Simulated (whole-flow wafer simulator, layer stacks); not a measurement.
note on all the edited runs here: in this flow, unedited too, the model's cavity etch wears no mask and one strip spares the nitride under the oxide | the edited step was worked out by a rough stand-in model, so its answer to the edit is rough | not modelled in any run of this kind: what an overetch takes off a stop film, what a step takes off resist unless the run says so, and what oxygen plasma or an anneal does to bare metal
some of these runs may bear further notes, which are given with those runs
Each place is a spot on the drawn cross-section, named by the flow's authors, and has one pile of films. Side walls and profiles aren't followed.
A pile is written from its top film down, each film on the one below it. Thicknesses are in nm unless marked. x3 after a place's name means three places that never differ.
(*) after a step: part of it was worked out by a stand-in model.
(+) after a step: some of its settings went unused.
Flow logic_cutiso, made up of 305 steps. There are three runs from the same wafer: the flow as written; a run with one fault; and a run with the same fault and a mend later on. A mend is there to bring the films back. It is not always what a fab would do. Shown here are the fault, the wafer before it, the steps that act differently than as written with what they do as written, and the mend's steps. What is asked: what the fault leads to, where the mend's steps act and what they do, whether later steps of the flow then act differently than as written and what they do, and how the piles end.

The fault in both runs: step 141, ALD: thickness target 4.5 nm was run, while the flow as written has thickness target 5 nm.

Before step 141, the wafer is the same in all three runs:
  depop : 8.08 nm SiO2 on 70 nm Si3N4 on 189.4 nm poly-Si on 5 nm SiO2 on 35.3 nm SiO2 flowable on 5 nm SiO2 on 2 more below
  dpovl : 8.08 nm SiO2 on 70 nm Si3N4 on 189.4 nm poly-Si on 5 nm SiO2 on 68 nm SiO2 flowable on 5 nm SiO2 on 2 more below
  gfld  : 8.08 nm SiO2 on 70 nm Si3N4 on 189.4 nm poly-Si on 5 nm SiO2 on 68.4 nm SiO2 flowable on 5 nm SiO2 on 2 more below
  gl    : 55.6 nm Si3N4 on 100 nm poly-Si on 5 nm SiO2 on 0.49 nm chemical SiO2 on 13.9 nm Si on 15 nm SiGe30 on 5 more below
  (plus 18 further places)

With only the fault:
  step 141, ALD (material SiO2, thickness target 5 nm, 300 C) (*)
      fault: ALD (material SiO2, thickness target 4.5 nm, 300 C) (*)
      does the same as it does as written at each place that is followed, but for slight differences, by at most 2% or 0.5 nm, whichever is larger
  Steps later in the flow that act otherwise than as written (not shown: 16 more steps that differ only slightly, by at most 2% or 0.5 nm, whichever is larger):
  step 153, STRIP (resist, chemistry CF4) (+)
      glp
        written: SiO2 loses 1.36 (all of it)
        fault: SiO2 loses 0.86 (all of it)
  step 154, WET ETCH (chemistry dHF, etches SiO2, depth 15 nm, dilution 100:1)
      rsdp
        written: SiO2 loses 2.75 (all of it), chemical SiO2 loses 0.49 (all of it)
        fault: SiO2 loses 2.21 (all of it), chemical SiO2 loses 0.49 (all of it)
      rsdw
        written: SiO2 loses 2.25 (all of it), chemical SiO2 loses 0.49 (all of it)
        fault: SiO2 loses 1.71 (all of it), chemical SiO2 loses 0.49 (all of it)
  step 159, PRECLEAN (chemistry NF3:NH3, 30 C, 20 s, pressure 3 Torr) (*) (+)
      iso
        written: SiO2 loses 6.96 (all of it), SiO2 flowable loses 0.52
        fault: SiO2 loses 6.46 (all of it), SiO2 flowable loses 1.08
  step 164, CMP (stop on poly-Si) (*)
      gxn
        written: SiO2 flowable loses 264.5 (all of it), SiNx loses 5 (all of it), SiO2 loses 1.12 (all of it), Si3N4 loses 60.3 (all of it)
        fault: SiO2 flowable loses 264.1 (all of it), SiNx loses 5 (all of it), SiO2 loses 0.62 (all of it), Si3N4 loses 60.3 (all of it)
  The piles end only slightly different from the flow's at the places that both follow, by no more than 2% or 0.5 nm, whichever is larger.

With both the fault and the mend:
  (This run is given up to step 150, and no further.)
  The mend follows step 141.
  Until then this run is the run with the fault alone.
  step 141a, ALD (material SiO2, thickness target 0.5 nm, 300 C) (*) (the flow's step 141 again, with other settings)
      depop, dpovl, gfld and 19 more
        SiO2 gains 0.5
  None of the later steps of the flow up to step 150 differs from how it acts as written, at any place that is followed, by more than 2% or 0.5 nm, whichever is larger.
  The piles after step 150 are only slightly different from the flow's at the places that both follow, by no more than 2% or 0.5 nm, whichever is larger.
